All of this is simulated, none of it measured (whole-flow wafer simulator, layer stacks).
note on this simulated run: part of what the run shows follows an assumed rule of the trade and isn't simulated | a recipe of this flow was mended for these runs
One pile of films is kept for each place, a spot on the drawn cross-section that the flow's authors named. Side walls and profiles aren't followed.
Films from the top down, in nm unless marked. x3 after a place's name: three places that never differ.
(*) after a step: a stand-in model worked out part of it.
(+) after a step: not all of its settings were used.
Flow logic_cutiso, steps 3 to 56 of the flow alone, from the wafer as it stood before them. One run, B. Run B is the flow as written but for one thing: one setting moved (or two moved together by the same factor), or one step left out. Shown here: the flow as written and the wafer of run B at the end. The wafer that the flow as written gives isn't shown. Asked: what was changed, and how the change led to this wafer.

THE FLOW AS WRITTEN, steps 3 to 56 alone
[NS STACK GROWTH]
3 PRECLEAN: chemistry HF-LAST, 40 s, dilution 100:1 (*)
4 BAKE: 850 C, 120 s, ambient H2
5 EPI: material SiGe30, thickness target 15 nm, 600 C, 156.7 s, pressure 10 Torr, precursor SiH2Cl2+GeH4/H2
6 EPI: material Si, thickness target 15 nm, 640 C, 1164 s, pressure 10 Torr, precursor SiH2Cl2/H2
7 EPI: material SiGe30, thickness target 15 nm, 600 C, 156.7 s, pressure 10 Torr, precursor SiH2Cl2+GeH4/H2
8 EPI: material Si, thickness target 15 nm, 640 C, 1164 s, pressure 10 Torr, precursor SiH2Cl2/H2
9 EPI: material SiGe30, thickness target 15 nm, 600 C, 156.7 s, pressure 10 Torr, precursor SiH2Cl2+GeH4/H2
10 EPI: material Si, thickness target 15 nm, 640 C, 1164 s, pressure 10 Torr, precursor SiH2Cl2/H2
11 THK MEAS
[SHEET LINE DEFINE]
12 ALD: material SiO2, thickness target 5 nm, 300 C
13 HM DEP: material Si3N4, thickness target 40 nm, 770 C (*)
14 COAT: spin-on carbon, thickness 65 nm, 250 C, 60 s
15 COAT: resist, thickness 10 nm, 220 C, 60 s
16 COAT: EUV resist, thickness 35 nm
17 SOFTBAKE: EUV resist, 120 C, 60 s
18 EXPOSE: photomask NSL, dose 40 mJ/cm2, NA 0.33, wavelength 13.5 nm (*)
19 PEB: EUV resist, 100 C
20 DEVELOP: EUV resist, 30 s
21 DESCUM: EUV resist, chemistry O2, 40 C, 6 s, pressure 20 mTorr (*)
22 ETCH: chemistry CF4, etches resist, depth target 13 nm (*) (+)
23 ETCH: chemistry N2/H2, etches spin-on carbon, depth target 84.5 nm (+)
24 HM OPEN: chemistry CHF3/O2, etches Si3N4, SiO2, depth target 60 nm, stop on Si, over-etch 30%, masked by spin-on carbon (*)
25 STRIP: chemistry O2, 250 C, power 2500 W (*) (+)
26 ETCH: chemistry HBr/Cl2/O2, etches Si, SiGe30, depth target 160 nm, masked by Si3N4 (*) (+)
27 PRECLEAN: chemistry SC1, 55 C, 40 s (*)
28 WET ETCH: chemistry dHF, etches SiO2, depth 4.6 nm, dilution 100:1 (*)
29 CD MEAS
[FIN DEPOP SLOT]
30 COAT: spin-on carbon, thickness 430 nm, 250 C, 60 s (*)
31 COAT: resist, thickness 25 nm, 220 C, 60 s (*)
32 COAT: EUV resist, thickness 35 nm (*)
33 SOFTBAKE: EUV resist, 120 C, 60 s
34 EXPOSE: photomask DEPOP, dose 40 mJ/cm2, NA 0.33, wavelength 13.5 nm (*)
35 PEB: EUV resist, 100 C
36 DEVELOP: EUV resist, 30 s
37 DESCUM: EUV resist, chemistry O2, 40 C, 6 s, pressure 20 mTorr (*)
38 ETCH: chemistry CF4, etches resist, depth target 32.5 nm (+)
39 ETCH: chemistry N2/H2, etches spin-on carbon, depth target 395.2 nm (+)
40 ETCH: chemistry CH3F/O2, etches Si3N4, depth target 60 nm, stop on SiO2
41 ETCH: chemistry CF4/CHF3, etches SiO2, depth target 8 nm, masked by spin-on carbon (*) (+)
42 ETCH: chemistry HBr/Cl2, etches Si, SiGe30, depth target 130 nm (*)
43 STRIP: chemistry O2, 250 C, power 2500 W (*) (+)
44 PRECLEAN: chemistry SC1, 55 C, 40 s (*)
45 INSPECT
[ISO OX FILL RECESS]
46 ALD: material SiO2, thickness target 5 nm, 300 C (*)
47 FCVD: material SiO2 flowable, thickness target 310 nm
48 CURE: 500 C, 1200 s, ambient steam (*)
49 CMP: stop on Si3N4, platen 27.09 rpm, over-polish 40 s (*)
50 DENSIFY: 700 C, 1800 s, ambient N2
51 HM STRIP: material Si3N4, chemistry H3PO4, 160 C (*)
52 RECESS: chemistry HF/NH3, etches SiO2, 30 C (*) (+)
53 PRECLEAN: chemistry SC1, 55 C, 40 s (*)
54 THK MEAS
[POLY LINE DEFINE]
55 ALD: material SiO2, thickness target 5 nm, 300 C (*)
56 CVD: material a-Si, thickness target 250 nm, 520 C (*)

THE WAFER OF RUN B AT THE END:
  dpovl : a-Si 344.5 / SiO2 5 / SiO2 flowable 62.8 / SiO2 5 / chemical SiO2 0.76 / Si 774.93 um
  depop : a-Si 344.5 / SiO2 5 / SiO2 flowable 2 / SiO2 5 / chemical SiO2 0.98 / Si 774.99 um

The cause: step 42, ETCH: depth target 101.4 nm was run, where the flow has depth target 130 nm.

How the change led to this, step by step:
  42 ETCH: chemistry HBr/Cl2, etches Si, SiGe30, depth target 130 nm (*)
      dpovl, gfld, gl and 18 more: spin-on carbon -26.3 (as written it would be: spin-on carbon -32)
      depop: Si -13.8 (all of it), SiGe30 -15 (all of it), Si -15 (all of it), SiGe30 -15 (all of it), Si -15 (all of it), SiGe30 -15 (all of it), Si -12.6 (as written it would be: Si -13.8 (all of it), SiGe30 -15 (all of it), Si -15 (all of it), SiGe30 -15 (all of it), Si -15 (all of it), SiGe30 -15 (all of it), Si -41.2)
  43 STRIP: chemistry O2, 250 C, power 2500 W (*) (+)
      dpovl: chemical SiO2 +0.75 (new film), spin-on carbon -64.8 (all of it), Si -0.33 (as written it would be: chemical SiO2 +0.75 (new film), spin-on carbon -59.1 (all of it), Si -0.33)
  47 FCVD: material SiO2 flowable, thickness target 310 nm
      depop: SiO2 flowable +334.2 (new film) (as written it would be: SiO2 flowable +359.8 (new film))
